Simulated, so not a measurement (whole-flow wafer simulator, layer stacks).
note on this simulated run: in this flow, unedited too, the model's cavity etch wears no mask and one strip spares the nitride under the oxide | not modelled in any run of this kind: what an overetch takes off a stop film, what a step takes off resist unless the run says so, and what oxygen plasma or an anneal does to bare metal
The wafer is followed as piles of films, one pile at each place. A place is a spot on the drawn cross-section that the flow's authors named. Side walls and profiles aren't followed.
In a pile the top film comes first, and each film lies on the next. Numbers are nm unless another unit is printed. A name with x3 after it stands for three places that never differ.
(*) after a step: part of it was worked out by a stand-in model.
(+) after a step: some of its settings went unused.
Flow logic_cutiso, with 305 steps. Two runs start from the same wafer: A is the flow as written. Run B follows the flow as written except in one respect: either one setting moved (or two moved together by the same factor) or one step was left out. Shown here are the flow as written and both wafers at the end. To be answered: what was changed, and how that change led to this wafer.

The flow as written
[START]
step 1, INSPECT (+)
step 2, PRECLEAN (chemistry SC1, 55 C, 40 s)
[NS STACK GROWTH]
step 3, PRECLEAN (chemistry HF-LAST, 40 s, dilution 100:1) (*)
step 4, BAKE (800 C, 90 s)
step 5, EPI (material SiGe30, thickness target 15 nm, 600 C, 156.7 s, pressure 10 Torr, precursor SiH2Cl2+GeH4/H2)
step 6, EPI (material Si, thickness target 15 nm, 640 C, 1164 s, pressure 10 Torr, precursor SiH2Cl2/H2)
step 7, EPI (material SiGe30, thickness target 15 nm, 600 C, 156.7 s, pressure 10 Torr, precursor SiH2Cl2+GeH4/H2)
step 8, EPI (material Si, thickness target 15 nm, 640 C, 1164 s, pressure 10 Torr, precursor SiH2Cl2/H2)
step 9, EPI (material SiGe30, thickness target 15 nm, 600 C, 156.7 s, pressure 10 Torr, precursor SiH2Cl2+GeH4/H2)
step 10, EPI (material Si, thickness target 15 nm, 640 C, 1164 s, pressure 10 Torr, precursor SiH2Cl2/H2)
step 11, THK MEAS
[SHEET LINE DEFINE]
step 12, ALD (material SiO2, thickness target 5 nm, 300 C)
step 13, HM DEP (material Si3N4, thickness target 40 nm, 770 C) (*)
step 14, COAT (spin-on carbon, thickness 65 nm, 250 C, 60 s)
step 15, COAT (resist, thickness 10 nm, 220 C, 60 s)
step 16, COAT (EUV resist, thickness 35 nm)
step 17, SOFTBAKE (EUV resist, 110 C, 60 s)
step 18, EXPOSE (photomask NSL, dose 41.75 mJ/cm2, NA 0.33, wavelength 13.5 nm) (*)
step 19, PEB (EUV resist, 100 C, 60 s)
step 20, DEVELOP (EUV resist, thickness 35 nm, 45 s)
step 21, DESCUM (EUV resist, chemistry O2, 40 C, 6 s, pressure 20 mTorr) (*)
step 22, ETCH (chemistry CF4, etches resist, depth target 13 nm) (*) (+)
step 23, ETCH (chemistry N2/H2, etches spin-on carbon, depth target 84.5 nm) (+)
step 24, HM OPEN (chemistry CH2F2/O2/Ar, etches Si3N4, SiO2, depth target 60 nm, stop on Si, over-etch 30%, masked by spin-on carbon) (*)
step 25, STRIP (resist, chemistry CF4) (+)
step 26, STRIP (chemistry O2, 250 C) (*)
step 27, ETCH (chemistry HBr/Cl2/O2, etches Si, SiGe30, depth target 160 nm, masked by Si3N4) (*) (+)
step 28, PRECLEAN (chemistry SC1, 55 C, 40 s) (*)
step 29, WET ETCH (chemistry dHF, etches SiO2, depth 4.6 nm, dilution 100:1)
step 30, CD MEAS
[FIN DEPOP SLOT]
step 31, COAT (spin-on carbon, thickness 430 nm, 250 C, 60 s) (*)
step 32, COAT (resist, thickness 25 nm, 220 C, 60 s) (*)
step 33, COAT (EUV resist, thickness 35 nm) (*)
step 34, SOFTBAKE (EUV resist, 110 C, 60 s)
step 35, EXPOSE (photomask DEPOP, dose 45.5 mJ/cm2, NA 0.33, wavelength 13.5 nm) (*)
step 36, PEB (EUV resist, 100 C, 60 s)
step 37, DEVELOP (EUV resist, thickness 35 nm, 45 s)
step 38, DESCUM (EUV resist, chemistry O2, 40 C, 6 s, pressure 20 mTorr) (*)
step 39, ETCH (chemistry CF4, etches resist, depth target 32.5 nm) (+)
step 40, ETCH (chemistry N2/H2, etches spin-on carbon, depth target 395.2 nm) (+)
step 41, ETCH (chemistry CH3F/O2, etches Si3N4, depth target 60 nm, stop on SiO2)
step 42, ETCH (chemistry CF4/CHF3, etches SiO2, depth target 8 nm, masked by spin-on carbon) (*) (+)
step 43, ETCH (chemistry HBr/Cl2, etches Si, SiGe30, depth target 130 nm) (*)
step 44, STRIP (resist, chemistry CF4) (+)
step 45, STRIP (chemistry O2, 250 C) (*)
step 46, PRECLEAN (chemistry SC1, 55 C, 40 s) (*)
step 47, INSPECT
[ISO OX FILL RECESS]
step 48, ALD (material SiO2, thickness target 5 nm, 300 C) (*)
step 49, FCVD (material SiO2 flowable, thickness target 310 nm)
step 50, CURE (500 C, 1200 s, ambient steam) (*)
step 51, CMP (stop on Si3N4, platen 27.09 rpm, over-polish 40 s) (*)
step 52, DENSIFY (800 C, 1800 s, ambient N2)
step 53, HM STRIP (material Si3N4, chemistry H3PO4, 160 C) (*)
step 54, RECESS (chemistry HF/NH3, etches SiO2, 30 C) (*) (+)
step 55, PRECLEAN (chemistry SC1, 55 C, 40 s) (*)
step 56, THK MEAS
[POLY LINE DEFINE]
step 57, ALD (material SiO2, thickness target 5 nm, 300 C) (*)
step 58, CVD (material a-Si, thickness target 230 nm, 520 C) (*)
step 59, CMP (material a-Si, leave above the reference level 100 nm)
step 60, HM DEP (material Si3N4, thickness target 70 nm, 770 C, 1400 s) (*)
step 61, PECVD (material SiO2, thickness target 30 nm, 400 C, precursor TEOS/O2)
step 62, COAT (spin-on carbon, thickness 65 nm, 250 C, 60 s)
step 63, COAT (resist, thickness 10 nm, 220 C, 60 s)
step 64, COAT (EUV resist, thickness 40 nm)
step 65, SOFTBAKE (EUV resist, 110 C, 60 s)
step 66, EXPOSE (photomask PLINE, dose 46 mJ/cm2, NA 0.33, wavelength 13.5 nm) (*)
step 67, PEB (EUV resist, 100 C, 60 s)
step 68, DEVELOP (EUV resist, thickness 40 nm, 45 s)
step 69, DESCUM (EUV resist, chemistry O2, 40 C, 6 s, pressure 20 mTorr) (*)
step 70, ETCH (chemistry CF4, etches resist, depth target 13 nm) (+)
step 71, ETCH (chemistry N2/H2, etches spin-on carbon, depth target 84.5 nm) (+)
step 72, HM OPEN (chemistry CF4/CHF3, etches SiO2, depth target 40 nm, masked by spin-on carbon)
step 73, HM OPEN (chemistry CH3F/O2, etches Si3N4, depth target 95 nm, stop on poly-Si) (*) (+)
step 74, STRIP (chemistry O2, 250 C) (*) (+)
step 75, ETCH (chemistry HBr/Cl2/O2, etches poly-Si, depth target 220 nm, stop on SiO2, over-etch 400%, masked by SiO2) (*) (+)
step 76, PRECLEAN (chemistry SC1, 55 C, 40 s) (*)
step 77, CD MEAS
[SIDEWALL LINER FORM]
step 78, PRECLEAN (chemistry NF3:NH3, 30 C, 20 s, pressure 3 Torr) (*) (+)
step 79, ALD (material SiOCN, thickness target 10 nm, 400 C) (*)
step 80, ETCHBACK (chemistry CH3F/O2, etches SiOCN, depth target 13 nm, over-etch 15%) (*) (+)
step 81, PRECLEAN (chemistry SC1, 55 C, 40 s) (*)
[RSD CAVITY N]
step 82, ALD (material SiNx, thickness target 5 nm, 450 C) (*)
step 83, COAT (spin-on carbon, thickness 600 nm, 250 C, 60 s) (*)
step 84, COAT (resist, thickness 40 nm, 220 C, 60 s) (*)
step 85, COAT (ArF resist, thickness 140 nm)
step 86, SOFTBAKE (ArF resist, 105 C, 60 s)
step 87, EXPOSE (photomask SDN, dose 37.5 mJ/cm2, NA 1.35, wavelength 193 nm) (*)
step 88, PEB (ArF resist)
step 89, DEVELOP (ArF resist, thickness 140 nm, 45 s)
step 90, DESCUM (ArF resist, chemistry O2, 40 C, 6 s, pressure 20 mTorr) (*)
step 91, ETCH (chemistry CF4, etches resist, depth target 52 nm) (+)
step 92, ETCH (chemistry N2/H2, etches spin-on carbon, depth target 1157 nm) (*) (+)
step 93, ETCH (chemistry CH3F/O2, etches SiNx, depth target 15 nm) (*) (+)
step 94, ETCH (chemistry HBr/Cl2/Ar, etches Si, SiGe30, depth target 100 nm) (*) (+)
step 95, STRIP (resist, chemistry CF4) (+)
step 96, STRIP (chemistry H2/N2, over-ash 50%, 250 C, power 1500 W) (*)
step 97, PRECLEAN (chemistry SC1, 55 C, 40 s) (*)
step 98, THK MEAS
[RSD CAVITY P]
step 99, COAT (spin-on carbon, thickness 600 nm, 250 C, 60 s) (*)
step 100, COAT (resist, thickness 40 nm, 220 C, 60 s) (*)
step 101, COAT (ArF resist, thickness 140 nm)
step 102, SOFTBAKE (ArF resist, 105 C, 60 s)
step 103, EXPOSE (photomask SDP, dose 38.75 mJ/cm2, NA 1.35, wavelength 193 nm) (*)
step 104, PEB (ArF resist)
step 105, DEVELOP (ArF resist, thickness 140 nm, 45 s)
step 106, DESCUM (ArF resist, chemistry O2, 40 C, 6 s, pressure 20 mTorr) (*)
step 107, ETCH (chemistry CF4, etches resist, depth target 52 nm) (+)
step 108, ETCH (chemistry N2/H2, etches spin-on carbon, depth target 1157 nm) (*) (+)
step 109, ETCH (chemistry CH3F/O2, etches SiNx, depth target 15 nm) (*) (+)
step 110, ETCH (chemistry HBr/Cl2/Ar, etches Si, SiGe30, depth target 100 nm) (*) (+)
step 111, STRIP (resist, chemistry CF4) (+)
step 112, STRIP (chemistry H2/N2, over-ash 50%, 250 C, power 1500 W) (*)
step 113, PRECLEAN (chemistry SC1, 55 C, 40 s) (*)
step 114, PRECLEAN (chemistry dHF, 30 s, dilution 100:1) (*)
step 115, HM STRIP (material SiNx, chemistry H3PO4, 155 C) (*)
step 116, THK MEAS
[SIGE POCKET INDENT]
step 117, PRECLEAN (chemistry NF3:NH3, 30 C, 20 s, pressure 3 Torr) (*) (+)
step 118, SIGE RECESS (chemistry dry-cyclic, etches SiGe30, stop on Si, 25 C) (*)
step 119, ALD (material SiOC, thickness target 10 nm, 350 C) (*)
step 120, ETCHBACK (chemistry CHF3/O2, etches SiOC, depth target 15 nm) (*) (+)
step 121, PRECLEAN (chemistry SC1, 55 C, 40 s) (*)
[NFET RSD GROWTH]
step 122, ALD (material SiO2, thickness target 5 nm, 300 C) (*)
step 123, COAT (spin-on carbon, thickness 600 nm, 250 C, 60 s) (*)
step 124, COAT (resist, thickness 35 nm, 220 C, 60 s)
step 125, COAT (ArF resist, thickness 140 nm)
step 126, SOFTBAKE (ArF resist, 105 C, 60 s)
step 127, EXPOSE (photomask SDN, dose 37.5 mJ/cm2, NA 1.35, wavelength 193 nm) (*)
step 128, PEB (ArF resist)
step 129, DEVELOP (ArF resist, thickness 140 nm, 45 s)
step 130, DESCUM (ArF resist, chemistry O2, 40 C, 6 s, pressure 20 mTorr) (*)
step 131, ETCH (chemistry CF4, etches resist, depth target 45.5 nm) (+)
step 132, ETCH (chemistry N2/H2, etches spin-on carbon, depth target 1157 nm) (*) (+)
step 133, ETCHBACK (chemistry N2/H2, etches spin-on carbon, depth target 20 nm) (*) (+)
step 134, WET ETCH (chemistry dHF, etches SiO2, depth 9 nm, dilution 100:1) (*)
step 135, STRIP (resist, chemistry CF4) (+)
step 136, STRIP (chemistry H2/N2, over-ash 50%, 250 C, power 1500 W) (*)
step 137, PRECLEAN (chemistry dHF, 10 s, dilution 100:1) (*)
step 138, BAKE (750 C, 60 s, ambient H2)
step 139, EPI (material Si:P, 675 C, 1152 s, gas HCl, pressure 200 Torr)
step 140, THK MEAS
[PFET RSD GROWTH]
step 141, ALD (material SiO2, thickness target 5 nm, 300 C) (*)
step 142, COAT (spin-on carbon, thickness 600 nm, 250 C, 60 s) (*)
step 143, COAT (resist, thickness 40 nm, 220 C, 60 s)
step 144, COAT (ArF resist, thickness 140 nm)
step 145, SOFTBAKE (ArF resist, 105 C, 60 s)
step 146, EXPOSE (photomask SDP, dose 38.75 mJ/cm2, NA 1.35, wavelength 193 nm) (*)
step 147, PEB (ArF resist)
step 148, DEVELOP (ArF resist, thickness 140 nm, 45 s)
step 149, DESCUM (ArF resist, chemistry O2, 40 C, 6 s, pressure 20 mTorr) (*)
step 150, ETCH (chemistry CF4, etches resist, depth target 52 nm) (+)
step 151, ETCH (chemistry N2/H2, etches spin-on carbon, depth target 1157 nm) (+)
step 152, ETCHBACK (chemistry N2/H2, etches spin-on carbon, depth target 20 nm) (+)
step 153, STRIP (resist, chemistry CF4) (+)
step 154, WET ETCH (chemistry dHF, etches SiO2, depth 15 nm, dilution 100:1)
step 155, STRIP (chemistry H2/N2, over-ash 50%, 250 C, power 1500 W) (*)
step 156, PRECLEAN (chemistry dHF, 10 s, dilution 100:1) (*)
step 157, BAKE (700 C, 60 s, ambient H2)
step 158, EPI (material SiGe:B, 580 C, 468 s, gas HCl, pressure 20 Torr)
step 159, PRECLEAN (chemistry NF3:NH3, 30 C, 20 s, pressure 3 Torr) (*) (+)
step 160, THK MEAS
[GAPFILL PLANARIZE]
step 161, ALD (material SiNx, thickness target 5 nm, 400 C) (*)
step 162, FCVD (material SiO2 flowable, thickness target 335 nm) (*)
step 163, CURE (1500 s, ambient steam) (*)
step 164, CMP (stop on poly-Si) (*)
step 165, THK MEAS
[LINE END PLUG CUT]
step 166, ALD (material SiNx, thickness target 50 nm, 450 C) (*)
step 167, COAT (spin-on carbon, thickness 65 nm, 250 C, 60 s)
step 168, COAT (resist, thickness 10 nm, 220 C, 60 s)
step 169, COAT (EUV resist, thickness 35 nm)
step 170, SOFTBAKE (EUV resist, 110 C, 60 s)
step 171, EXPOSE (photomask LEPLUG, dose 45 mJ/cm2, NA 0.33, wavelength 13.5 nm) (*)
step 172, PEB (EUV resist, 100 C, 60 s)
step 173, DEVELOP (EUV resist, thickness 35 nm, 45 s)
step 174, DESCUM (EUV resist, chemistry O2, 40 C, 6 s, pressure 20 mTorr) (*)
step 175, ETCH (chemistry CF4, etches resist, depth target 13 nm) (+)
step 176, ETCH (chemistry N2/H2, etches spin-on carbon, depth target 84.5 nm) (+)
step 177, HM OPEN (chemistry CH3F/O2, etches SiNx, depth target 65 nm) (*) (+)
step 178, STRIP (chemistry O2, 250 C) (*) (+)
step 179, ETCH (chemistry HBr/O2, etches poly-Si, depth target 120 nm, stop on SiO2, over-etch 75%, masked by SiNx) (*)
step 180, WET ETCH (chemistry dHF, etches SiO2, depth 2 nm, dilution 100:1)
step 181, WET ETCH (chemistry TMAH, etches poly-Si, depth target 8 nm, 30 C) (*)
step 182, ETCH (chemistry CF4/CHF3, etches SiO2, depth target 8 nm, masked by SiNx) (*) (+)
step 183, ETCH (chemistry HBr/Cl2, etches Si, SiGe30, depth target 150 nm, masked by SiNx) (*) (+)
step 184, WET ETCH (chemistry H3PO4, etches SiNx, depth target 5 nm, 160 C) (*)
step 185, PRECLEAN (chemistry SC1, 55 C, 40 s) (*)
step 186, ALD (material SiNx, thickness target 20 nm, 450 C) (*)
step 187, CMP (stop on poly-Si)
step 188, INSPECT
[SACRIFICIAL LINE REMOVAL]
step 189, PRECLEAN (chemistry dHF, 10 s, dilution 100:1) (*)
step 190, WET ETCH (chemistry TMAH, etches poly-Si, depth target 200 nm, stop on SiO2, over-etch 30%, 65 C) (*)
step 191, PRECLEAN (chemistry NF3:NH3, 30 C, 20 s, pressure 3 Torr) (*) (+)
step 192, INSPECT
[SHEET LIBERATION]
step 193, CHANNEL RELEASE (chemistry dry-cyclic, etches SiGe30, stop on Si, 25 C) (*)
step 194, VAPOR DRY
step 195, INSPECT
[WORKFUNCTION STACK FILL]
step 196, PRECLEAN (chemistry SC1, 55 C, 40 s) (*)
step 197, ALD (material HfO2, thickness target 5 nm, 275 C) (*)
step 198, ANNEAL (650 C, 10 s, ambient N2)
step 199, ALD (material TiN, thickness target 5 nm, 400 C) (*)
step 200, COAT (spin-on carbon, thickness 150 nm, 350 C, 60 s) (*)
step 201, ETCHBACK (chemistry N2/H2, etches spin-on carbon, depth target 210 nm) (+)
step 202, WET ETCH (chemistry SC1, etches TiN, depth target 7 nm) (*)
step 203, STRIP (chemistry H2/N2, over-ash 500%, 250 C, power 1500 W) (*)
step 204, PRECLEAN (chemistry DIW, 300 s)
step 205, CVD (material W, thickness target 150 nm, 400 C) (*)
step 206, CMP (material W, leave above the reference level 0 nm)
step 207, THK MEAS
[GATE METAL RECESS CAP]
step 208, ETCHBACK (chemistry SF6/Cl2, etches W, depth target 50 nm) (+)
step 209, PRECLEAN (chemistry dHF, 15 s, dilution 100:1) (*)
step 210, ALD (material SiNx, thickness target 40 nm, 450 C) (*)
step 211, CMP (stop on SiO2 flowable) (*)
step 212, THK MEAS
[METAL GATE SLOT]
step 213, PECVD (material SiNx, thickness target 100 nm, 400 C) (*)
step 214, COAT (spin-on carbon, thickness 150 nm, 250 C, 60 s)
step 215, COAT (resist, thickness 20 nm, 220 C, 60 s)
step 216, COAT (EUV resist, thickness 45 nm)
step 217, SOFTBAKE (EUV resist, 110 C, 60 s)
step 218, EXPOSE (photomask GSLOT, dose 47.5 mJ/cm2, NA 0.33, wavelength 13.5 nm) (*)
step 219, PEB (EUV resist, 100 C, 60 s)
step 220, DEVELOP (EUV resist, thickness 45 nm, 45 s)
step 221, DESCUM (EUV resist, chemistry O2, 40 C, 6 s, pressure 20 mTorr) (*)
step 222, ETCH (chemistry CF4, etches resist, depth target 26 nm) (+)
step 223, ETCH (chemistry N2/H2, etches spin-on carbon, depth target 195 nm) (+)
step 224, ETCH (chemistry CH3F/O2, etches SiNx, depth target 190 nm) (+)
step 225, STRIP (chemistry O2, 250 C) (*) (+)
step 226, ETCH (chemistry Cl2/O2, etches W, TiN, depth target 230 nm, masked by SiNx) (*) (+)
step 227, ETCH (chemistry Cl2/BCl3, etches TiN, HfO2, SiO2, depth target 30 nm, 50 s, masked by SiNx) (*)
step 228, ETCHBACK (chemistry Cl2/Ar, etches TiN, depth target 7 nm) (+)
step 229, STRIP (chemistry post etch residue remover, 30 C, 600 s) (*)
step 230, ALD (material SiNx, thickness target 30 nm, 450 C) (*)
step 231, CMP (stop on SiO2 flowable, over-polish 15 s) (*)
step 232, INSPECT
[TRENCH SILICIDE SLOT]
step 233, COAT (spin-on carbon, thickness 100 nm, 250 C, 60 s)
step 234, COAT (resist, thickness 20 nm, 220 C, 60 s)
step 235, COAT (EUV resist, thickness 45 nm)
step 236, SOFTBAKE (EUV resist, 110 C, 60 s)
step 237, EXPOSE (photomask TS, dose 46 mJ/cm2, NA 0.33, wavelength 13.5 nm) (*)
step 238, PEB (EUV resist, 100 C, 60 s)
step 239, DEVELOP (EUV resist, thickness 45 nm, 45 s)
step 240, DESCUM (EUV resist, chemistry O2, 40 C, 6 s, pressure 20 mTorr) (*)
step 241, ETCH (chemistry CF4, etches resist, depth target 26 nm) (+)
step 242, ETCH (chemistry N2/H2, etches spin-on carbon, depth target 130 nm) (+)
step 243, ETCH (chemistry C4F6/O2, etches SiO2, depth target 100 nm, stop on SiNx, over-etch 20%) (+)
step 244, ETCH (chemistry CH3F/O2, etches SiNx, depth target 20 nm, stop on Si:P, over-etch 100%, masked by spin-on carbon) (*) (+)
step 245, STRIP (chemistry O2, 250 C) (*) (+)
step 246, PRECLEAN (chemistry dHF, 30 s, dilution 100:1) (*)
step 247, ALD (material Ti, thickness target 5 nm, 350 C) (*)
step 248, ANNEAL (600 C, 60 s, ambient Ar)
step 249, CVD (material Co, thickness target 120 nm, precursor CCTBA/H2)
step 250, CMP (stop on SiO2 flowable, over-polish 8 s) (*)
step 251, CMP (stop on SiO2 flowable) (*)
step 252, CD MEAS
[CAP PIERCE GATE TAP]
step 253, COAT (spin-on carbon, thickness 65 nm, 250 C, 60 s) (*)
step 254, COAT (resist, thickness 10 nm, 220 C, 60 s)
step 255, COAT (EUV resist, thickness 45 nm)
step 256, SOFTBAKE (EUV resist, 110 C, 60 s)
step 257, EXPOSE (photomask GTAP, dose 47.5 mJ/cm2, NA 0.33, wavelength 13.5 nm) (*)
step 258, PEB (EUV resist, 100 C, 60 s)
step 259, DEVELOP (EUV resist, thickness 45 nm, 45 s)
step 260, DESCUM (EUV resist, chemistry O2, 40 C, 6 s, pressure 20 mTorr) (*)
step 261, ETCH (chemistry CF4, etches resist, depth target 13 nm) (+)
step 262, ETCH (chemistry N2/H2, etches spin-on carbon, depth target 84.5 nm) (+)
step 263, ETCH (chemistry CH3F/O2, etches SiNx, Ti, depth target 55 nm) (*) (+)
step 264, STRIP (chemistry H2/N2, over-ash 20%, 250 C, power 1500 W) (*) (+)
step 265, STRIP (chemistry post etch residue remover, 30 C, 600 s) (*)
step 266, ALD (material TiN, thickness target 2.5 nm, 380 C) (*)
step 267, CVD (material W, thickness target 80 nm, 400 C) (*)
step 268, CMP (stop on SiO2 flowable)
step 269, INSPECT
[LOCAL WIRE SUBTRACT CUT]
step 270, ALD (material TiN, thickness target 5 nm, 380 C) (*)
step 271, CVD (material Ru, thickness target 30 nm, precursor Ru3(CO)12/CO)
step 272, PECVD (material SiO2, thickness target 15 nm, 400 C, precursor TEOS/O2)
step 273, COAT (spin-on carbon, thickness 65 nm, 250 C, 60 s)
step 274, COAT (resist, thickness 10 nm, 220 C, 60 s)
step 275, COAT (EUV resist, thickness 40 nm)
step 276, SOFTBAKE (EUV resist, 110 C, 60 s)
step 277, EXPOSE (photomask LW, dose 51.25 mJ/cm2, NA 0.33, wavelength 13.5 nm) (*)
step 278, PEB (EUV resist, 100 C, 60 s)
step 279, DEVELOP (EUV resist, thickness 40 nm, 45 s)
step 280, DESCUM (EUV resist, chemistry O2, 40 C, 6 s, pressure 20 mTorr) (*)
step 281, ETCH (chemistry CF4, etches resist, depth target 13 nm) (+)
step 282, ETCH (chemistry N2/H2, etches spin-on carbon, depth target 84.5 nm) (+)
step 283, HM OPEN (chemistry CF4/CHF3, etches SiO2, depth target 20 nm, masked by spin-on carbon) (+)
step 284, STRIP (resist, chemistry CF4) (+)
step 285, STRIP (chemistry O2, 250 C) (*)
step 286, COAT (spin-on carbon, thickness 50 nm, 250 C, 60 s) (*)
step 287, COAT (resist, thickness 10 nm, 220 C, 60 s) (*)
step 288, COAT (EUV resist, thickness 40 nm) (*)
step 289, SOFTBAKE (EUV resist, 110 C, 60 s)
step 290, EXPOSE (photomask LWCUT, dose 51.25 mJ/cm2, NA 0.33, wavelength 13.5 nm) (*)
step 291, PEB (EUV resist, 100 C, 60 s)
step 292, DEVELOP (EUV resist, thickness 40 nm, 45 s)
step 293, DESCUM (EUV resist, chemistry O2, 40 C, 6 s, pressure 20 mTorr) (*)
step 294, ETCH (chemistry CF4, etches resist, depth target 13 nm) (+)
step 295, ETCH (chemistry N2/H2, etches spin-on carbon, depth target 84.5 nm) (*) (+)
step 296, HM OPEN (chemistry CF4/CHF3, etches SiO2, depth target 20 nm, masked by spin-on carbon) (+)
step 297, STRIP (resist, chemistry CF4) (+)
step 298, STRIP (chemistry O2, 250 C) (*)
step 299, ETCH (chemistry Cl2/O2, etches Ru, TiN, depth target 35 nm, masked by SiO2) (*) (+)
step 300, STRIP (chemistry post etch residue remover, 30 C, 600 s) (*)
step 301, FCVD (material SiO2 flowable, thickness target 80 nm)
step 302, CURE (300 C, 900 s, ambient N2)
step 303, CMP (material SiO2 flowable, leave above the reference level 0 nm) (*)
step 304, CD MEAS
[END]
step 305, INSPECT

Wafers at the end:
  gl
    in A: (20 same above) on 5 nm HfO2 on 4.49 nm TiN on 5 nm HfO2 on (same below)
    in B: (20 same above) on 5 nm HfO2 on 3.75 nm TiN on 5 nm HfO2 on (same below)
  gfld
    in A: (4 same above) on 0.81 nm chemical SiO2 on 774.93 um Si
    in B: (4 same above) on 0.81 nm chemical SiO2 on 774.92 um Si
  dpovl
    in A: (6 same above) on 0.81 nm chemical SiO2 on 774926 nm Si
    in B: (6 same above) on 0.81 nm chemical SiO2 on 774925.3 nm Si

The reason: step 5, EPI: 148.9 s was run, while the flow as written has 156.7 s.

How this came from the change, step by step:
  step 5, EPI (material SiGe30, thickness target 15 nm, 600 C, 156.7 s, pressure 10 Torr, precursor SiH2Cl2+GeH4/H2)
      depop, dpovl, gfld and 19 more: A +15 SiGe30 (new film) | B +14.3 SiGe30 (new film)
  step 27, ETCH (chemistry HBr/Cl2/O2, etches Si, SiGe30, depth target 160 nm, masked by Si3N4) (*) (+)
      gfld, gxf, iso, lnri: A -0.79 chemical SiO2 (all of it), -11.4 Si (all of it), -15 SiGe30 (all of it), -15 Si (all of it), -15 SiGe30 (all of it), -15 Si (all of it), -15 SiGe30 (all of it), -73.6 Si | B -0.79 chemical SiO2 (all of it), -11.4 Si (all of it), -15 SiGe30 (all of it), -15 Si (all of it), -15 SiGe30 (all of it), -15 Si (all of it), -14.3 SiGe30 (all of it), -74.4 Si
      dpovl, nsgap: A -0.79 chemical SiO2 (all of it), -11.8 Si (all of it), -15 SiGe30 (all of it), -15 Si (all of it), -15 SiGe30 (all of it), -15 Si (all of it), -15 SiGe30 (all of it), -73.2 Si | B -0.79 chemical SiO2 (all of it), -11.8 Si (all of it), -15 SiGe30 (all of it), -15 Si (all of it), -15 SiGe30 (all of it), -15 Si (all of it), -14.3 SiGe30 (all of it), -74 Si
      (and at 1 other place as well)
  step 43, ETCH (chemistry HBr/Cl2, etches Si, SiGe30, depth target 130 nm) (*)
      depop: A -14 Si (all of it), -15 SiGe30 (all of it), -15 Si (all of it), -15 SiGe30 (all of it), -15 Si (all of it), -15 SiGe30 (all of it), -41 Si | B -14 Si (all of it), -15 SiGe30 (all of it), -15 Si (all of it), -15 SiGe30 (all of it), -15 Si (all of it), -14.3 SiGe30 (all of it), -41.7 Si
  step 94, ETCH (chemistry HBr/Cl2/Ar, etches Si, SiGe30, depth target 100 nm) (*) (+)
      rsdn, rsdx: A -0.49 chemical SiO2 (all of it), -12.8 Si (all of it), -15 SiGe30 (all of it), -15 Si (all of it), -15 SiGe30 (all of it), -15 Si (all of it), -15 SiGe30 (all of it), -12.2 Si | B -0.49 chemical SiO2 (all of it), -12.8 Si (all of it), -15 SiGe30 (all of it), -15 Si (all of it), -15 SiGe30 (all of it), -15 Si (all of it), -14.3 SiGe30 (all of it), -12.9 Si
  step 110, ETCH (chemistry HBr/Cl2/Ar, etches Si, SiGe30, depth target 100 nm) (*) (+)
      rsdp, rsdw: A -0.49 chemical SiO2 (all of it), -12.8 Si (all of it), -15 SiGe30 (all of it), -15 Si (all of it), -15 SiGe30 (all of it), -15 Si (all of it), -15 SiGe30 (all of it), -12.2 Si | B -0.49 chemical SiO2 (all of it), -12.8 Si (all of it), -15 SiGe30 (all of it), -15 Si (all of it), -15 SiGe30 (all of it), -15 Si (all of it), -14.3 SiGe30 (all of it), -12.9 Si
  step 118, SIGE RECESS (chemistry dry-cyclic, etches SiGe30, stop on Si, 25 C) (*)
      lnr, lnrp, lnrt: A -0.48 SiOCN, -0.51 Si, +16 cavity (new film), -15 SiGe30 (all of it), -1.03 Si, +16 cavity (new film), -15 SiGe30 (all of it), -1.03 Si, +16 cavity (new film), -15 SiGe30 (all of it), -0.51 Si | B -0.48 SiOCN, -0.51 Si, +16 cavity (new film), -15 SiGe30 (all of it), -1.03 Si, +16 cavity (new film), -15 SiGe30 (all of it), -1.03 Si, +15.3 cavity (new film), -14.3 SiGe30 (all of it), -0.51 Si
  step 119, ALD (material SiOC, thickness target 10 nm, 350 C) (*)
      lnr, lnrp, lnrt: A +10 SiOC (new film), +16 SiOC (new film), -16 cavity (all of it), +16 SiOC (new film), -16 cavity (all of it), +16 SiOC (new film), -16 cavity (all of it) | B +10 SiOC (new film), +16 SiOC (new film), -16 cavity (all of it), +16 SiOC (new film), -16 cavity (all of it), +15.3 SiOC (new film), -15.3 cavity (all of it)
  step 183, ETCH (chemistry HBr/Cl2, etches Si, SiGe30, depth target 150 nm, masked by SiNx) (*) (+)
      plug: A -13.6 Si (all of it), -15 SiGe30 (all of it), -15 Si (all of it), -15 SiGe30 (all of it), -15 Si (all of it), -15 SiGe30 (all of it), -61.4 Si | B -13.6 Si (all of it), -15 SiGe30 (all of it), -15 Si (all of it), -15 SiGe30 (all of it), -15 Si (all of it), -14.3 SiGe30 (all of it), -62.2 Si
  step 193, CHANNEL RELEASE (chemistry dry-cyclic, etches SiGe30, stop on Si, 25 C) (*)
      gl, glp, gxn, gxp, ns, tap: A +0.8 chemical SiO2 (new film), -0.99 Si, +0.8 chemical SiO2 (new film), +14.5 cavity (new film), +0.8 chemical SiO2 (new film), -15 SiGe30 (all of it), -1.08 Si, +0.8 chemical SiO2 (new film), +14.5 cavity (new film), +0.8 chemical SiO2 (new film), -15 SiGe30 (all of it), -1.08 Si, +0.8 chemical SiO2 (new film), +14.5 cavity (new film), +0.8 chemical SiO2 (new film), -15 SiGe30 (all of it), -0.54 Si | B +0.8 chemical SiO2 (new film), -0.99 Si, +0.8 chemical SiO2 (new film), +14.5 cavity (new film), +0.8 chemical SiO2 (new film), -15 SiGe30 (all of it), -1.08 Si, +0.8 chemical SiO2 (new film), +14.5 cavity (new film), +0.8 chemical SiO2 (new film), -15 SiGe30 (all of it), -1.08 Si, +0.8 chemical SiO2 (new film), +13.7 cavity (new film), +0.8 chemical SiO2 (new film), -14.3 SiGe30 (all of it), -0.54 Si
  step 199, ALD (material TiN, thickness target 5 nm, 400 C) (*)
      gl, glp, tap: A +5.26 TiN (new film), +4.49 TiN (new film), -4.49 cavity (all of it), +4.49 TiN (new film), -4.49 cavity (all of it), +4.49 TiN (new film), -4.49 cavity (all of it) | B +5.26 TiN (new film), +4.49 TiN (new film), -4.49 cavity (all of it), +4.49 TiN (new film), -4.49 cavity (all of it), +3.75 TiN (new film), -3.75 cavity (all of it)
      gxn, gxp, ns: A +5 TiN (new film), +4.49 TiN (new film), -4.49 cavity (all of it), +4.49 TiN (new film), -4.49 cavity (all of it), +4.49 TiN (new film), -4.49 cavity (all of it) | B +5 TiN (new film), +4.49 TiN (new film), -4.49 cavity (all of it), +4.49 TiN (new film), -4.49 cavity (all of it), +3.75 TiN (new film), -3.75 cavity (all of it)
